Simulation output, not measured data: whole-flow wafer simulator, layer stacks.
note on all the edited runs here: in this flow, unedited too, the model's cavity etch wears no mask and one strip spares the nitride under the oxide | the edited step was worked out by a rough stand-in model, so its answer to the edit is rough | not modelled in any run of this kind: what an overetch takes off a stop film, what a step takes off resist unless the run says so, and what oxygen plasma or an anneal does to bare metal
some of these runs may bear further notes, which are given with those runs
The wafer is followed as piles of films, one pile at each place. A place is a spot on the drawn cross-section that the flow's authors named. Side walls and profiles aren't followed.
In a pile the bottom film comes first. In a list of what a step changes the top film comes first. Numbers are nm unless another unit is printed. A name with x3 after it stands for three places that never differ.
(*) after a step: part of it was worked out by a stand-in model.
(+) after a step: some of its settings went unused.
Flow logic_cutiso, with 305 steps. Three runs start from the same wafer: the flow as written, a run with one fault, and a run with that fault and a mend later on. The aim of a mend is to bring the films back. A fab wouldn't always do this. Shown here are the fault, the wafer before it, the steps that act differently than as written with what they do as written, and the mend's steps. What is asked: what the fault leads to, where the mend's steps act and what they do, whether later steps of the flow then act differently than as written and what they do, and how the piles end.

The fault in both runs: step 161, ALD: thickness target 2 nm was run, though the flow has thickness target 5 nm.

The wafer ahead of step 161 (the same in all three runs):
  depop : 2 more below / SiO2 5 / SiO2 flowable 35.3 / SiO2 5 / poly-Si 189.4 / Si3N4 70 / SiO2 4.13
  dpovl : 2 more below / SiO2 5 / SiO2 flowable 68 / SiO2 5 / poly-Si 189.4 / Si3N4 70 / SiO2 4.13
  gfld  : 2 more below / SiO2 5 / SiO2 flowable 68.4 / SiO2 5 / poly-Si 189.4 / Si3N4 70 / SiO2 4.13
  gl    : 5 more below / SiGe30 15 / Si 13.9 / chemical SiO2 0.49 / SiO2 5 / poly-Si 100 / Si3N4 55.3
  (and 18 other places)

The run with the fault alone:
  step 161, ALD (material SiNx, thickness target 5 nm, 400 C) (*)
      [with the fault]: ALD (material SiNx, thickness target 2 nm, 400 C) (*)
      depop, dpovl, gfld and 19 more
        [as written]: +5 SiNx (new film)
        [with the fault]: +2 SiNx (new film)
  Later steps of the flow acting differently than as written (20 other steps are not shown; they differ only slightly, by no more than 2% or 0.5 nm, whichever is larger):
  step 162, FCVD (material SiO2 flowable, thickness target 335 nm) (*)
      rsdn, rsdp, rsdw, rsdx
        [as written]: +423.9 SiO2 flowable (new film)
        [with the fault]: +412 SiO2 flowable (new film)
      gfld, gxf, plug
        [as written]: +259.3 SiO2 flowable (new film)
        [with the fault]: +247.4 SiO2 flowable (new film)
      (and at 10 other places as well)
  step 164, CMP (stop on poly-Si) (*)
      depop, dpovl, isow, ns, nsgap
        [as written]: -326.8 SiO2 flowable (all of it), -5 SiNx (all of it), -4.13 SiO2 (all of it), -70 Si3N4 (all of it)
        [with the fault]: -326.8 SiO2 flowable (all of it), -2 SiNx (all of it), -4.13 SiO2 (all of it), -70 Si3N4 (all of it)
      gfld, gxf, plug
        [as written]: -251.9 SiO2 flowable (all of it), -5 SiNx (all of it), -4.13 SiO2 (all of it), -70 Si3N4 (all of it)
        [with the fault]: -240.2 SiO2 flowable (all of it), -2 SiNx (all of it), -4.13 SiO2 (all of it), -70 Si3N4 (all of it)
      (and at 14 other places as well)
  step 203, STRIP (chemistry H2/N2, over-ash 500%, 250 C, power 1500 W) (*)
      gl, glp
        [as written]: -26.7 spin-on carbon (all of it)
        [with the fault]: -25.9 spin-on carbon (all of it)
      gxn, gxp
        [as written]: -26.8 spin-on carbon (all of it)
        [with the fault]: -25.9 spin-on carbon (all of it)
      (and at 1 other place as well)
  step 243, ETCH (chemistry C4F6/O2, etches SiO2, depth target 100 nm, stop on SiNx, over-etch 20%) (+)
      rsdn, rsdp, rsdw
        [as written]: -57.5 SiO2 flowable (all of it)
        [with the fault]: -60.6 SiO2 flowable (all of it)
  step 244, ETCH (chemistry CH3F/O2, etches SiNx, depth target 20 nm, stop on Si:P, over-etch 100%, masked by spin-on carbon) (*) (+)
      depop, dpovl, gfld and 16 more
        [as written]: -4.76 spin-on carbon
        [with the fault]: -1.9 spin-on carbon
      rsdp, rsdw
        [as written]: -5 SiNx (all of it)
        [with the fault]: -2 SiNx (all of it)
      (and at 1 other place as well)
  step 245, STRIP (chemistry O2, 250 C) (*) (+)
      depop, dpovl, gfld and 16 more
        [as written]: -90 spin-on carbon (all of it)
        [with the fault]: -92.5 spin-on carbon (all of it)
  By the end, the piles at iso, rsdx depart from the flow's by more than 2% or 0.5 nm, whichever is larger.
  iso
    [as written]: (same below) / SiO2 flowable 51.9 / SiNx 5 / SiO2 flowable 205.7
    [with the fault]: (same below) / SiO2 flowable 51.9 / SiNx 2 / SiO2 flowable 208.8
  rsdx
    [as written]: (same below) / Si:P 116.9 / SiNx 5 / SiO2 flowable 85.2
    [with the fault]: (same below) / Si:P 116.9 / SiNx 2 / SiO2 flowable 88.3

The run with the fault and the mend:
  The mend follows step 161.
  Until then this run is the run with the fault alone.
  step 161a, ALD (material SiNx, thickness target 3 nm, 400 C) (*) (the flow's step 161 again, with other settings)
      depop, dpovl, gfld and 19 more
        +3 SiNx
  Every later step of the flow that is run acts as written, at every place that is followed, to within 2% or 0.5 nm, whichever is larger.
  The piles end the same as the flow's at every place that both follow.
